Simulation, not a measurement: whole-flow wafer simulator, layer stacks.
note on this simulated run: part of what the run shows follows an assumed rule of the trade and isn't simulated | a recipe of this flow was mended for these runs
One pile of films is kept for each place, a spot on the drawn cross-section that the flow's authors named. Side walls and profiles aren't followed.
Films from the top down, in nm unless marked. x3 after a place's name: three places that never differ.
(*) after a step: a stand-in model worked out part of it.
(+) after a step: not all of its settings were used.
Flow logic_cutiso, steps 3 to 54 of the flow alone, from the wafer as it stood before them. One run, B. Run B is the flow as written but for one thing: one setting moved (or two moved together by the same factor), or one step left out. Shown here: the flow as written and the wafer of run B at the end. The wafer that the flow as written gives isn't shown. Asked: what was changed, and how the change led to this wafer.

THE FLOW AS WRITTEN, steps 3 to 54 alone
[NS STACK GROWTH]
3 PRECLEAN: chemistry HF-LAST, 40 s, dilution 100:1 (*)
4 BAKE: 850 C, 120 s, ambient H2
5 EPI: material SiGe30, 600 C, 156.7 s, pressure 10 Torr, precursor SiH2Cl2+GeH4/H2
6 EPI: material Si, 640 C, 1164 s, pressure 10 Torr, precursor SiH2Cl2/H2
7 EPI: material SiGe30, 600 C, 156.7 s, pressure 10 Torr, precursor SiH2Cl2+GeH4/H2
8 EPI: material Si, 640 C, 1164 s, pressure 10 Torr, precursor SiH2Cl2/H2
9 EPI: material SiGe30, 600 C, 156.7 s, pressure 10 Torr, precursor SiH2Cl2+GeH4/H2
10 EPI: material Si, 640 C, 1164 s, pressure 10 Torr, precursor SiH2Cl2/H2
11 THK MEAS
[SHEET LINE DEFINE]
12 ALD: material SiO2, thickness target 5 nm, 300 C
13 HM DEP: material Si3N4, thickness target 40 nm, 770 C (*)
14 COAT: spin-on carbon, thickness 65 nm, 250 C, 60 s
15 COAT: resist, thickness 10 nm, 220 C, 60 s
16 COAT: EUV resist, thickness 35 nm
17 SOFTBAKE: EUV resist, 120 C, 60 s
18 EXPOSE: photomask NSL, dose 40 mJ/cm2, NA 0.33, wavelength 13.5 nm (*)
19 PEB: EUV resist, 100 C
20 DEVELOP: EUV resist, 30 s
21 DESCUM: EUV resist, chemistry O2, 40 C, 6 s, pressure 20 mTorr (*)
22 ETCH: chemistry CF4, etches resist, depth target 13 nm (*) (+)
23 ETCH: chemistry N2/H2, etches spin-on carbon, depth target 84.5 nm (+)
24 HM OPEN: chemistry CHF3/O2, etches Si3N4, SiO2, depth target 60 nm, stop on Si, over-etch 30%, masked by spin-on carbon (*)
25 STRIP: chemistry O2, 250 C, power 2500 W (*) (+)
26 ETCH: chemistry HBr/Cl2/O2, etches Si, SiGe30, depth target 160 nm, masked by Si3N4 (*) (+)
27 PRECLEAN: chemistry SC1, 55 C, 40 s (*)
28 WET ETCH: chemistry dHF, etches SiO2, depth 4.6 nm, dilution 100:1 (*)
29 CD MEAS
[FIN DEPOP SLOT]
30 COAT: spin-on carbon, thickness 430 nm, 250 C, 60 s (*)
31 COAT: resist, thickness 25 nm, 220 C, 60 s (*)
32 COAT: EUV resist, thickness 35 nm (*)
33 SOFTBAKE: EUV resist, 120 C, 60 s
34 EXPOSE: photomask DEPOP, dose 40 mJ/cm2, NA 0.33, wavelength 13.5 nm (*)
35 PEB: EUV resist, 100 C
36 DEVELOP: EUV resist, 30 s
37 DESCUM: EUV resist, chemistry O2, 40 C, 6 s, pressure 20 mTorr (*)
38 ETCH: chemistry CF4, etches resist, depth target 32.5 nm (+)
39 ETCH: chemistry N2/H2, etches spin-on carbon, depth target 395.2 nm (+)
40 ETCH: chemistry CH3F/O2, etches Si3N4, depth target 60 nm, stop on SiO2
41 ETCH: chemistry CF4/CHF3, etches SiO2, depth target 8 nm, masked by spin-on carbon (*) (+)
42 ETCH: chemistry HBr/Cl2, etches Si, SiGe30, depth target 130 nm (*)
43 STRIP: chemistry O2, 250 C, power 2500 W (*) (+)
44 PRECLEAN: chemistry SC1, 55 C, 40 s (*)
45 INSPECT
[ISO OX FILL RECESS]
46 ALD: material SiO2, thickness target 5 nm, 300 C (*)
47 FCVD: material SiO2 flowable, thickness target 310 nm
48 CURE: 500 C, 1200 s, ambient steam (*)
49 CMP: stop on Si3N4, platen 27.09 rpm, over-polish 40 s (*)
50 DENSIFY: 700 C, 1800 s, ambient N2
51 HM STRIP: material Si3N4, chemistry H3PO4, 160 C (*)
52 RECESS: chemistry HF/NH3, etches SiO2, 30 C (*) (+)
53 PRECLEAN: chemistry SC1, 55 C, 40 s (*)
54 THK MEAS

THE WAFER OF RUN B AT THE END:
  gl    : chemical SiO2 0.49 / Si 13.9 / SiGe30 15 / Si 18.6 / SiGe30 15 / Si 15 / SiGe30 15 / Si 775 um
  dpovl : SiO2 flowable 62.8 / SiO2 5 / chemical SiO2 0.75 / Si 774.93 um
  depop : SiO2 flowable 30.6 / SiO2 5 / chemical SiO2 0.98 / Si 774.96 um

The cause: step 8, EPI: 1444 s was run, where the flow has 1164 s.

How the change led to this, step by step:
  8 EPI: material Si, 640 C, 1164 s, pressure 10 Torr, precursor SiH2Cl2/H2
      depop, dpovl, gfld and 19 more: Si +18.6 (new film) (as written it would be: Si +15 (new film))
  26 ETCH: chemistry HBr/Cl2/O2, etches Si, SiGe30, depth target 160 nm, masked by Si3N4 (*) (+)
      dpovl, gfld, gxf, iso, isow, lnri, nsgap: chemical SiO2 -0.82 (all of it), Si -12 (all of it), SiGe30 -15 (all of it), Si -18.6 (all of it), SiGe30 -15 (all of it), Si -15 (all of it), SiGe30 -15 (all of it), Si -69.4 (as written it would be: chemical SiO2 -0.82 (all of it), Si -12 (all of it), SiGe30 -15 (all of it), Si -15 (all of it), SiGe30 -15 (all of it), Si -15 (all of it), SiGe30 -15 (all of it), Si -73)
  42 ETCH: chemistry HBr/Cl2, etches Si, SiGe30, depth target 130 nm (*)
      depop: Si -13.8 (all of it), SiGe30 -15 (all of it), Si -18.6 (all of it), SiGe30 -15 (all of it), Si -15 (all of it), SiGe30 -15 (all of it), Si -37.6 (as written it would be: Si -13.8 (all of it), SiGe30 -15 (all of it), Si -15 (all of it), SiGe30 -15 (all of it), Si -15 (all of it), SiGe30 -15 (all of it), Si -41.2)
